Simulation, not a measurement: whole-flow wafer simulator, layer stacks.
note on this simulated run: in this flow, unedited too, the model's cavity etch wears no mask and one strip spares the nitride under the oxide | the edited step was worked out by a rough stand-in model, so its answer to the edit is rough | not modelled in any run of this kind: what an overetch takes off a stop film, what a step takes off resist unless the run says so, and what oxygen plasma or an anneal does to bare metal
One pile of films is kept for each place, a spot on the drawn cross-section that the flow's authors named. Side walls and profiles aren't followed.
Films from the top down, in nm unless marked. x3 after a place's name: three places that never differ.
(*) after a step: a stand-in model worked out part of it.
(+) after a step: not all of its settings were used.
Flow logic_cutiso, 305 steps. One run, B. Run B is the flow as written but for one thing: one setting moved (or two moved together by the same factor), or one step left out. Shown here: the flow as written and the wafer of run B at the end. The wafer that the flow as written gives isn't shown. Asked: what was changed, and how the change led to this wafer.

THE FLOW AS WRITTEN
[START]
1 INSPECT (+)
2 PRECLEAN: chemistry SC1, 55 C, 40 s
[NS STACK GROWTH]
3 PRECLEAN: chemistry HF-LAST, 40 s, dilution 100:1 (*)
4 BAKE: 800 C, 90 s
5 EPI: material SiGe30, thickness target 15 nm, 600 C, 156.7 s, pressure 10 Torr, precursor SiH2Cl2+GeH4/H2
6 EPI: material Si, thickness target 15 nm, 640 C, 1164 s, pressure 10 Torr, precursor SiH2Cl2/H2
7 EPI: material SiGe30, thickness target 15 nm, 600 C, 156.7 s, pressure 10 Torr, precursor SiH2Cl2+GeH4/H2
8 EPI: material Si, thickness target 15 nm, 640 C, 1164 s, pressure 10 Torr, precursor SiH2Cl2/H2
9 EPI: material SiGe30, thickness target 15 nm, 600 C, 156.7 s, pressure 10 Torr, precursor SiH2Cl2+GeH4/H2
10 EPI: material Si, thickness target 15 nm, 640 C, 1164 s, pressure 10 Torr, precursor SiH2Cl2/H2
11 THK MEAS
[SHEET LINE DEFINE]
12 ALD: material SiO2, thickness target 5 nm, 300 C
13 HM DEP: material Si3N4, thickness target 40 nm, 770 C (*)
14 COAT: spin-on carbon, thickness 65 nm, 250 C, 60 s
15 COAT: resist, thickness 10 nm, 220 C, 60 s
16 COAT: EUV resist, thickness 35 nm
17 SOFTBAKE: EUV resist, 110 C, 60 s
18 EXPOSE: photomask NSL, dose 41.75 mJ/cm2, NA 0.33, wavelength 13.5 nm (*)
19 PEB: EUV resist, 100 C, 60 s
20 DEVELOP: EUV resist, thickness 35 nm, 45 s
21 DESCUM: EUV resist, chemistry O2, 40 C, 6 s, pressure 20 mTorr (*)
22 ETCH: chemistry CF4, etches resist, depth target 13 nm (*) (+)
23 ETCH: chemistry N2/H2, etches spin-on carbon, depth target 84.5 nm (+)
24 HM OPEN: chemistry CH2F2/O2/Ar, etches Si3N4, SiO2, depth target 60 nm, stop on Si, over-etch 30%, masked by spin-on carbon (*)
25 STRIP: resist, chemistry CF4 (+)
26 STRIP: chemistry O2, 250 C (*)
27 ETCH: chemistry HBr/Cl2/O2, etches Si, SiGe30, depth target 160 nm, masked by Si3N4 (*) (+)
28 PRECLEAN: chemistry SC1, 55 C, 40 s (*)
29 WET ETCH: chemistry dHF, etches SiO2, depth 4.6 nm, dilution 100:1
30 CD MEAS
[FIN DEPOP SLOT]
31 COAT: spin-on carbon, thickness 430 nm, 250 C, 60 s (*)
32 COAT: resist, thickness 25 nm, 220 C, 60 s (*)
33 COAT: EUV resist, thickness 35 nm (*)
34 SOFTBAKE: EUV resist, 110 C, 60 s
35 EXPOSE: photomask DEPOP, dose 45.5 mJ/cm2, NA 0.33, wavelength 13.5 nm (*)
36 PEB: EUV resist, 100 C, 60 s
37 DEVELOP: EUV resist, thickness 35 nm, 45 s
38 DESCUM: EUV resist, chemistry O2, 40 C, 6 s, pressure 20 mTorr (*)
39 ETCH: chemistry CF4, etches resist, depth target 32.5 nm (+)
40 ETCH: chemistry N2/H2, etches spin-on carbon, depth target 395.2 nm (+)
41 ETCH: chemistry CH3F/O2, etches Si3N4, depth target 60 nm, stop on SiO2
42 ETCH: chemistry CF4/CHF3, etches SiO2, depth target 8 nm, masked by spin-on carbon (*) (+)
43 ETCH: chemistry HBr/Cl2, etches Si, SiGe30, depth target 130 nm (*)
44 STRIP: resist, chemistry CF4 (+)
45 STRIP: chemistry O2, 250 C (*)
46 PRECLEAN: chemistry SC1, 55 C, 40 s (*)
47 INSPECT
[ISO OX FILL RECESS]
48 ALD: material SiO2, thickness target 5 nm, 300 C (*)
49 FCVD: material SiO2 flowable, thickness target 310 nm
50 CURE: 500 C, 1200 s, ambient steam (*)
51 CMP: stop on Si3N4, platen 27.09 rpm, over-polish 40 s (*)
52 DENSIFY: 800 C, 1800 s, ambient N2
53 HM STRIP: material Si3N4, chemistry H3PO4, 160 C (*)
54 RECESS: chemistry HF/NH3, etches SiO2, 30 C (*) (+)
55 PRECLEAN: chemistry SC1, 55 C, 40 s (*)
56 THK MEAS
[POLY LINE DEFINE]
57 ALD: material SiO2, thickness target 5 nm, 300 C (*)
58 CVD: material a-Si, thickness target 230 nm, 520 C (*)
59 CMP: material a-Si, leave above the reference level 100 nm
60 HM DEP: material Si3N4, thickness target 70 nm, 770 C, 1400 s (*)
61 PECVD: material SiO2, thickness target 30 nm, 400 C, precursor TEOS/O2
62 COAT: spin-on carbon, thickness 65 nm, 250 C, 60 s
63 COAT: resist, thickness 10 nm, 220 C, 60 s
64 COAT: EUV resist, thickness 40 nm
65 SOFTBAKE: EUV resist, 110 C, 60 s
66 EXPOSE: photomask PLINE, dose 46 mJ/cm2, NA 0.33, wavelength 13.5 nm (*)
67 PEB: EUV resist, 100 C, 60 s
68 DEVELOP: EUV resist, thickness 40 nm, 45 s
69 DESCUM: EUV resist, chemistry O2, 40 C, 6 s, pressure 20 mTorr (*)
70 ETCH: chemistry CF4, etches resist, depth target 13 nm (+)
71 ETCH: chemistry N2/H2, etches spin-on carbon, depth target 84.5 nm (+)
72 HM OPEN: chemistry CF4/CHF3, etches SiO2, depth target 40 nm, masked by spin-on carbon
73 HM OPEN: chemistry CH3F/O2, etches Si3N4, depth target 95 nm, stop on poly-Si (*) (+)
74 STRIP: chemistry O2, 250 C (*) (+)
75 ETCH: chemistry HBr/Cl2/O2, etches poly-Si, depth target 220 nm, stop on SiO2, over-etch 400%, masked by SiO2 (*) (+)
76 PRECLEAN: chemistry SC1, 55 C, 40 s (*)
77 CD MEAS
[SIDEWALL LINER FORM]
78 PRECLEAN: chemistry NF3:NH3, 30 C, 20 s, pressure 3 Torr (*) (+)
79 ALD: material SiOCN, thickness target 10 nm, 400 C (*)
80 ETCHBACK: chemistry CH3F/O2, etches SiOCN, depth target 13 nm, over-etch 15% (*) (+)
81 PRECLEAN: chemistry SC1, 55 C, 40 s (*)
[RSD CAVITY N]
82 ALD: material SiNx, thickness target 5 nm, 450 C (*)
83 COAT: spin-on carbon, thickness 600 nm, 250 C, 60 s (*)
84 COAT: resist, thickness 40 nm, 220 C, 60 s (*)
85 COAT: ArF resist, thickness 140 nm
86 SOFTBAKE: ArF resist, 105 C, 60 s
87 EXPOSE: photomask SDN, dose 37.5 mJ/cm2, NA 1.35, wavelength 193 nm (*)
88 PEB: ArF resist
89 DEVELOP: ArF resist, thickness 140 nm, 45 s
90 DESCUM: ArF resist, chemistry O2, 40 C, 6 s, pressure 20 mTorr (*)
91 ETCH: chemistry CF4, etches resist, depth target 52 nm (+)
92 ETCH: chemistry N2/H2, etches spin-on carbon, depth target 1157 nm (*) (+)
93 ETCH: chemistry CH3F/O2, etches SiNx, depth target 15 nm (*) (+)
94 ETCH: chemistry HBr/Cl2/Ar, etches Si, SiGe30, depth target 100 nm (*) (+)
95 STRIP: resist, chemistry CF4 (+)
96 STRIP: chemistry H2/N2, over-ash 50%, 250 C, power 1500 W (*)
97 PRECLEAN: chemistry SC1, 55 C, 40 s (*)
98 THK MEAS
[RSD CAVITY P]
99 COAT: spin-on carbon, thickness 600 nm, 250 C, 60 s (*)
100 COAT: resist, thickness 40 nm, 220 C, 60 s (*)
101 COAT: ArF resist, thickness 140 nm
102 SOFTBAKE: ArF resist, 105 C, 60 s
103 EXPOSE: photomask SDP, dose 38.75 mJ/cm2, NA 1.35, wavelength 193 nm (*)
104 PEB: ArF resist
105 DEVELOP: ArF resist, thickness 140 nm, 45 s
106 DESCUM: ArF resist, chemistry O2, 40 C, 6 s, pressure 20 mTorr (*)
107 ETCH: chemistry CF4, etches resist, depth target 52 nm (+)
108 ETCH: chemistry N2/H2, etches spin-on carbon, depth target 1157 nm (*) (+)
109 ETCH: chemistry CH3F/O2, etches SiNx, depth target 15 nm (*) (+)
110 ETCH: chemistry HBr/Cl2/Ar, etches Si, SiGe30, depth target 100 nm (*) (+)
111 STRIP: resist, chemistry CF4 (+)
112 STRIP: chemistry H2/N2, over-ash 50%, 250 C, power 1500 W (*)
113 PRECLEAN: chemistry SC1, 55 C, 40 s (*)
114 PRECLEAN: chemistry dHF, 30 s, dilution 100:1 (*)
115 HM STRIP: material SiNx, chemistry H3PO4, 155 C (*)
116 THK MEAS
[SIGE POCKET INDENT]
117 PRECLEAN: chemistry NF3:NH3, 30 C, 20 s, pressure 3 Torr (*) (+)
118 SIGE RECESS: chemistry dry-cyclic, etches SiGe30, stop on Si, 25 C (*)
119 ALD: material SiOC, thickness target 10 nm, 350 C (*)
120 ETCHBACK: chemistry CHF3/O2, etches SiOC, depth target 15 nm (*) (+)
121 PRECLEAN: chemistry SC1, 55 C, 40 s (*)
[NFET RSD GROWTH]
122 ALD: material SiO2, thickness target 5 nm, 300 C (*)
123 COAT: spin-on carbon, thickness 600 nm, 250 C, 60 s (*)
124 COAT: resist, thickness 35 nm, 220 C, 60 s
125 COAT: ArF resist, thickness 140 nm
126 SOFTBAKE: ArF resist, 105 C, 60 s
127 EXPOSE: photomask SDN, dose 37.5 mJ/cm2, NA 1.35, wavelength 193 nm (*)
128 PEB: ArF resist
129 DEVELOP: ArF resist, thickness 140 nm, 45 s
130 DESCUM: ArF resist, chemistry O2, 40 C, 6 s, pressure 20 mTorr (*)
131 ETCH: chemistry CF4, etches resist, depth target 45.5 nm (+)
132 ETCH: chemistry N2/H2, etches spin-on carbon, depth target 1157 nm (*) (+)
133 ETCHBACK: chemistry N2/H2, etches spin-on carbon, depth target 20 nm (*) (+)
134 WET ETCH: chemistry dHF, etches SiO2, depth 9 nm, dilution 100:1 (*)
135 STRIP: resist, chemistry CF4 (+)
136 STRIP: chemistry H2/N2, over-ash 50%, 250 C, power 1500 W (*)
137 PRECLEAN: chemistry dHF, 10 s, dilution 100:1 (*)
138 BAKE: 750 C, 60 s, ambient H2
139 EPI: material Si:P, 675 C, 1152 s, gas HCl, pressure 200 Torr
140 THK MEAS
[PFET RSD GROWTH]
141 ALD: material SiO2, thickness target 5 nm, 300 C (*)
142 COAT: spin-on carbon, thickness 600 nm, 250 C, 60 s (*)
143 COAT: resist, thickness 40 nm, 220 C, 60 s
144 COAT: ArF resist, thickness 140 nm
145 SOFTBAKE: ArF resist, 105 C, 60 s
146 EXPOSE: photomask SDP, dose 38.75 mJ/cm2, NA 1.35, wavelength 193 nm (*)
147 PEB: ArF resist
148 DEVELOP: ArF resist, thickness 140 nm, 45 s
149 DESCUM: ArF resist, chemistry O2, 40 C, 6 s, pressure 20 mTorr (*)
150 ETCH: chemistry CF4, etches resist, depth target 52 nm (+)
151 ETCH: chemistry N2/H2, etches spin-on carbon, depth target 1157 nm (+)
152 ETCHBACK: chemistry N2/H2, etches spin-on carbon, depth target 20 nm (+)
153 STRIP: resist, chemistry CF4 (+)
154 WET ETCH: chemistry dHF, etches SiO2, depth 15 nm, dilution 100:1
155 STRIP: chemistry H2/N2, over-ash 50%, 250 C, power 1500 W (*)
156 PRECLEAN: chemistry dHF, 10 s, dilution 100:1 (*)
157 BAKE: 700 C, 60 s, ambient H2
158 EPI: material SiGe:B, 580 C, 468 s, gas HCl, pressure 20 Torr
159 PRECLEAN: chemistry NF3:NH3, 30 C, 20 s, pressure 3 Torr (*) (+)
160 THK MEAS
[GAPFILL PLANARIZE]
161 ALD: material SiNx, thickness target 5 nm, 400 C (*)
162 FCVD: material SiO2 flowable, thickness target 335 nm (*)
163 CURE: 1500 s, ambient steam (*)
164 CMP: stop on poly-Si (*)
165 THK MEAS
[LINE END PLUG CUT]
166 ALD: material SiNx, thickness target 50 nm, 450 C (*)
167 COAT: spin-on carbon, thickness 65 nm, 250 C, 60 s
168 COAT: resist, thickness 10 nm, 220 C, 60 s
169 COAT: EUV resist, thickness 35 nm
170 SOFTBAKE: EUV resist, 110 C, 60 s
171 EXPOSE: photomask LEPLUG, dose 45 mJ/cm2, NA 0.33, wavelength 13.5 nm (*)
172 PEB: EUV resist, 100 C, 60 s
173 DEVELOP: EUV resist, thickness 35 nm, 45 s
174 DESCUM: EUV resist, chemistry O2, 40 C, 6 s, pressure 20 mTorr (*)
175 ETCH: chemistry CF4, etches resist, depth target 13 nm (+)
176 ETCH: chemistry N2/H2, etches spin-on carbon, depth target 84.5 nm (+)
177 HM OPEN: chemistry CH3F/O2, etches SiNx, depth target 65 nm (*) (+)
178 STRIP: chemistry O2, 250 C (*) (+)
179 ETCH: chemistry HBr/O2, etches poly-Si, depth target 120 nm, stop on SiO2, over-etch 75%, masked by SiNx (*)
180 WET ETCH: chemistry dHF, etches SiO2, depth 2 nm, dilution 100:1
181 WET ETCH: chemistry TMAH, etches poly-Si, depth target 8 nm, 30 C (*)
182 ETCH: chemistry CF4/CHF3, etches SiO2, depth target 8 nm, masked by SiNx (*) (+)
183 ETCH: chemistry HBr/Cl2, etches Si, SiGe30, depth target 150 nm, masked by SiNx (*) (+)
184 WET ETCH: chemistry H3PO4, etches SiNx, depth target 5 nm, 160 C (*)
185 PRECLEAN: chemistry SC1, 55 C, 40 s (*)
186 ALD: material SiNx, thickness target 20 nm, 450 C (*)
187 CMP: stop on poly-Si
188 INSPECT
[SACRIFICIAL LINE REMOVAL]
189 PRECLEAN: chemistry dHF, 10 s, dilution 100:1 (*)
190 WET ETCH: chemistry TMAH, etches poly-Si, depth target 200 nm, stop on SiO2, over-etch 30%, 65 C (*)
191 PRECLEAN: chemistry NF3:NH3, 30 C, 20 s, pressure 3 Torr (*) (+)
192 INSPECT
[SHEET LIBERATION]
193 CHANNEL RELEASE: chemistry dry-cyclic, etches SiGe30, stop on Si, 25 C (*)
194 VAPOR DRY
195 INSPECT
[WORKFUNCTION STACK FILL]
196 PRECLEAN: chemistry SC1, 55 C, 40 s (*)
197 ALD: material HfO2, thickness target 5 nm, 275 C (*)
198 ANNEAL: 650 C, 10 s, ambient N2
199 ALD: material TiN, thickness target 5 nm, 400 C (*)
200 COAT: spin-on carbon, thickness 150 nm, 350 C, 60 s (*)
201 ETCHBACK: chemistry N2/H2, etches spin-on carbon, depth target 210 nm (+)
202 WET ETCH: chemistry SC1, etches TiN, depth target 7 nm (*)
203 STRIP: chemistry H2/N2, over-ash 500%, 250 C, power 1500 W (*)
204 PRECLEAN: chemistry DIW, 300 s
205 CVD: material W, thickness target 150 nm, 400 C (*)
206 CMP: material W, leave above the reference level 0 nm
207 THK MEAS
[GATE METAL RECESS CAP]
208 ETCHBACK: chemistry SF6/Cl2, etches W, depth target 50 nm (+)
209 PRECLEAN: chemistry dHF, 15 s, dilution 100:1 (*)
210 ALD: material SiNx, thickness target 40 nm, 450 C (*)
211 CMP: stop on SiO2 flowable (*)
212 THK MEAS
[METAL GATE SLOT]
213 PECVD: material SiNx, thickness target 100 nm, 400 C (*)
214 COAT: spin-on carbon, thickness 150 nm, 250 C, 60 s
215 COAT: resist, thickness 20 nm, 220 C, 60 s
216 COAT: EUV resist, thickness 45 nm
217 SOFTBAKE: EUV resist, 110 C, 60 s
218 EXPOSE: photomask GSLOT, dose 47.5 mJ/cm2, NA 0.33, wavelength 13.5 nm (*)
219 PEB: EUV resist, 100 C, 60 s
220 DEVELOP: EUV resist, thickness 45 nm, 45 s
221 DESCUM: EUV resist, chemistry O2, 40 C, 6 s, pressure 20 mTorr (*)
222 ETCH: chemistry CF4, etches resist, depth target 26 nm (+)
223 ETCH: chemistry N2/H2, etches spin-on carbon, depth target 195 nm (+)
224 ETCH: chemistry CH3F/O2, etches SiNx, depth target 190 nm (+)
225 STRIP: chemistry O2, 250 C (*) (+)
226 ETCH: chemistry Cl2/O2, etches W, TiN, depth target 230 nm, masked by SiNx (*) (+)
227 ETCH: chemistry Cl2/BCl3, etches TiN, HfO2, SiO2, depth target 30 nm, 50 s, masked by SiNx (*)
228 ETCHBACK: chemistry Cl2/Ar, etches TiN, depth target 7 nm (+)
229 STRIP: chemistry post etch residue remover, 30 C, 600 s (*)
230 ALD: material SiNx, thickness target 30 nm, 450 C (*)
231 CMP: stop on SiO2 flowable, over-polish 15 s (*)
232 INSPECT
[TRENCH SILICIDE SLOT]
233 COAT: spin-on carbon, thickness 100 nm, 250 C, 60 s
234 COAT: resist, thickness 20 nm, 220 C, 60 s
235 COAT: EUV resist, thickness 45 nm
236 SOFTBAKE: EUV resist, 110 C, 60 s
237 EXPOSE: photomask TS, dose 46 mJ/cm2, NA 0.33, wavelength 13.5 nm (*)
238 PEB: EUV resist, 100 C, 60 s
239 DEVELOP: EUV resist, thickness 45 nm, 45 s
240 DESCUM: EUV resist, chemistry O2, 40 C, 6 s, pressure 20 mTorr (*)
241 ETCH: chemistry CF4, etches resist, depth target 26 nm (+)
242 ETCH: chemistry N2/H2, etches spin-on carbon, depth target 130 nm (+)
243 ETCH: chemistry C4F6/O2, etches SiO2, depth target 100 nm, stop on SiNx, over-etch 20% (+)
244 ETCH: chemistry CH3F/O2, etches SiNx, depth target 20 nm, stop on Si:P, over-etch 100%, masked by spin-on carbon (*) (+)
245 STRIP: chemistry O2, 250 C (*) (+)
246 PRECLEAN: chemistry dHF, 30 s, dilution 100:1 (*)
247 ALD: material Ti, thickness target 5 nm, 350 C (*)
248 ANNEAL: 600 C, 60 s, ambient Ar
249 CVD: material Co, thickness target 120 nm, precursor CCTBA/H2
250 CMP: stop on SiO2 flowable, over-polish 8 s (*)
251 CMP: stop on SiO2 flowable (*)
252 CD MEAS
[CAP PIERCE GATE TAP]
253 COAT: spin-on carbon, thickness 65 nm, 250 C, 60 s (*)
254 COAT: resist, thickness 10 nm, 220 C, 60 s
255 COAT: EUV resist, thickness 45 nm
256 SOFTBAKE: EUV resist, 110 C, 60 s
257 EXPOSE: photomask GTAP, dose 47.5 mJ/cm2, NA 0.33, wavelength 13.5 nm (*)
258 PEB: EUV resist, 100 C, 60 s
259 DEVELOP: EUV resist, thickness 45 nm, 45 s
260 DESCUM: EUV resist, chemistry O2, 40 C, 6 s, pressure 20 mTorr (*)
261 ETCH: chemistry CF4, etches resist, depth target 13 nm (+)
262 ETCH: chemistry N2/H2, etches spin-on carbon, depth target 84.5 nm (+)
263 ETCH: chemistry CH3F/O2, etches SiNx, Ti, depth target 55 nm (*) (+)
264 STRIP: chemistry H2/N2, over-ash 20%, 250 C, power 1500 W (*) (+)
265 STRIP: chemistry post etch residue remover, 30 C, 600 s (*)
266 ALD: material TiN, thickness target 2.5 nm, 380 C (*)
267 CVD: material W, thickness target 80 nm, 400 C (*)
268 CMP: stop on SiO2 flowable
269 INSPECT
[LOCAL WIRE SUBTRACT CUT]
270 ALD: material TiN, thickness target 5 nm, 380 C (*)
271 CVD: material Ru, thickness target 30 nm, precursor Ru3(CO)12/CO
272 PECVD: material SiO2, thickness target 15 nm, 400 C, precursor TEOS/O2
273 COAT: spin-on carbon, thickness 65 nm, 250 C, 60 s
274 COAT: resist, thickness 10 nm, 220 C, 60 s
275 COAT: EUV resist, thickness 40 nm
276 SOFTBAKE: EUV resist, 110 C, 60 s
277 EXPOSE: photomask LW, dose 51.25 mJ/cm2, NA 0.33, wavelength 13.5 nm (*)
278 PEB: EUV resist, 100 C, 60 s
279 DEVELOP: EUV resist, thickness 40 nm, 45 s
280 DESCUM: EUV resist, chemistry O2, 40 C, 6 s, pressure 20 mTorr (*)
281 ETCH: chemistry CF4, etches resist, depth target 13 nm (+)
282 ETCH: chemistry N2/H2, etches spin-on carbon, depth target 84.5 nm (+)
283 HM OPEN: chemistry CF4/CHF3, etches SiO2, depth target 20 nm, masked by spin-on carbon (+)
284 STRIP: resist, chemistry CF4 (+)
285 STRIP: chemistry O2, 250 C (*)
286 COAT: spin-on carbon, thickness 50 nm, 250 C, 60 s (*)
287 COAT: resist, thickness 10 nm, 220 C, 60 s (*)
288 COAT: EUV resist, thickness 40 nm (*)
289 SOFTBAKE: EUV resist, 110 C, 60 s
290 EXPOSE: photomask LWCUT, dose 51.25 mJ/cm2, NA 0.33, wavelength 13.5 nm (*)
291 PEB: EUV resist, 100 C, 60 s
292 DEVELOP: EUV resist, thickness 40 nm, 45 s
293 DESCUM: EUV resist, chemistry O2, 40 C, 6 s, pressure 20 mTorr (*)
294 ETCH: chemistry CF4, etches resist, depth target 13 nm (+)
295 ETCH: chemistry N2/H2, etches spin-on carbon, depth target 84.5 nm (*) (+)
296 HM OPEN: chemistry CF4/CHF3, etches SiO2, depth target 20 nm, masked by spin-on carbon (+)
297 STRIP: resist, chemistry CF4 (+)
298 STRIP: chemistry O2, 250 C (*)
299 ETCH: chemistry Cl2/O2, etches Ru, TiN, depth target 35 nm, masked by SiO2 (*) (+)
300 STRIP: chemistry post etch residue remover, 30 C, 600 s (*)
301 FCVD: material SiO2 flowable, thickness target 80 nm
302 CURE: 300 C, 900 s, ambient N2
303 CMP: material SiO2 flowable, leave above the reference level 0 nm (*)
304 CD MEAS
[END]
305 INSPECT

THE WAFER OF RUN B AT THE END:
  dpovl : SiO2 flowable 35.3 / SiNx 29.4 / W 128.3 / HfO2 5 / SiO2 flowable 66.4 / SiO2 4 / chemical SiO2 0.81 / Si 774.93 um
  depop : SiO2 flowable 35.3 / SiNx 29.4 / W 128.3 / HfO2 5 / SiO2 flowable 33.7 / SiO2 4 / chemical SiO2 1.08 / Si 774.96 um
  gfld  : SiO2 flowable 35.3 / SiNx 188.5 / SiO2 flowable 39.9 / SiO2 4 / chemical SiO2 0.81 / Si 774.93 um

The cause: step 48, ALD: thickness target 4 nm was run, where the flow has thickness target 5 nm.
It can be read off the wafer: dpovl has SiO2 4, and step 48 as written asks for 5 nm.

How the change led to this, step by step:
  48 ALD: material SiO2, thickness target 5 nm, 300 C (*)
      depop, dpovl, gfld and 19 more: SiO2 +4 (new film) (as written it would be: SiO2 +5 (new film))
  49 FCVD: material SiO2 flowable, thickness target 310 nm
      ns: SiO2 flowable +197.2 (new film) (as written it would be: SiO2 flowable +201.3 (new film))
  51 CMP: stop on Si3N4, platen 27.09 rpm, over-polish 40 s (*)
      lnrt, rsdn, tap: SiO2 flowable -253.7 (all of it), SiO2 -4 (all of it), Si3N4 -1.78 (as written it would be: SiO2 flowable -254.2 (all of it), SiO2 -5 (all of it), Si3N4 -1.78)
      glp, lnrp: SiO2 flowable -253.4 (all of it), SiO2 -4 (all of it), Si3N4 -1.78 (as written it would be: SiO2 flowable -253.9 (all of it), SiO2 -5 (all of it), Si3N4 -1.78)
      (and at 13 more places)
  197 ALD: material HfO2, thickness target 5 nm, 275 C (*)
      gxf: HfO2 +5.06 (new film) (as written it would be: HfO2 +7.7 (new film))
  199 ALD: material TiN, thickness target 5 nm, 400 C (*)
      gxf: TiN +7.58 (new film) (as written it would be: TiN +5 (new film))
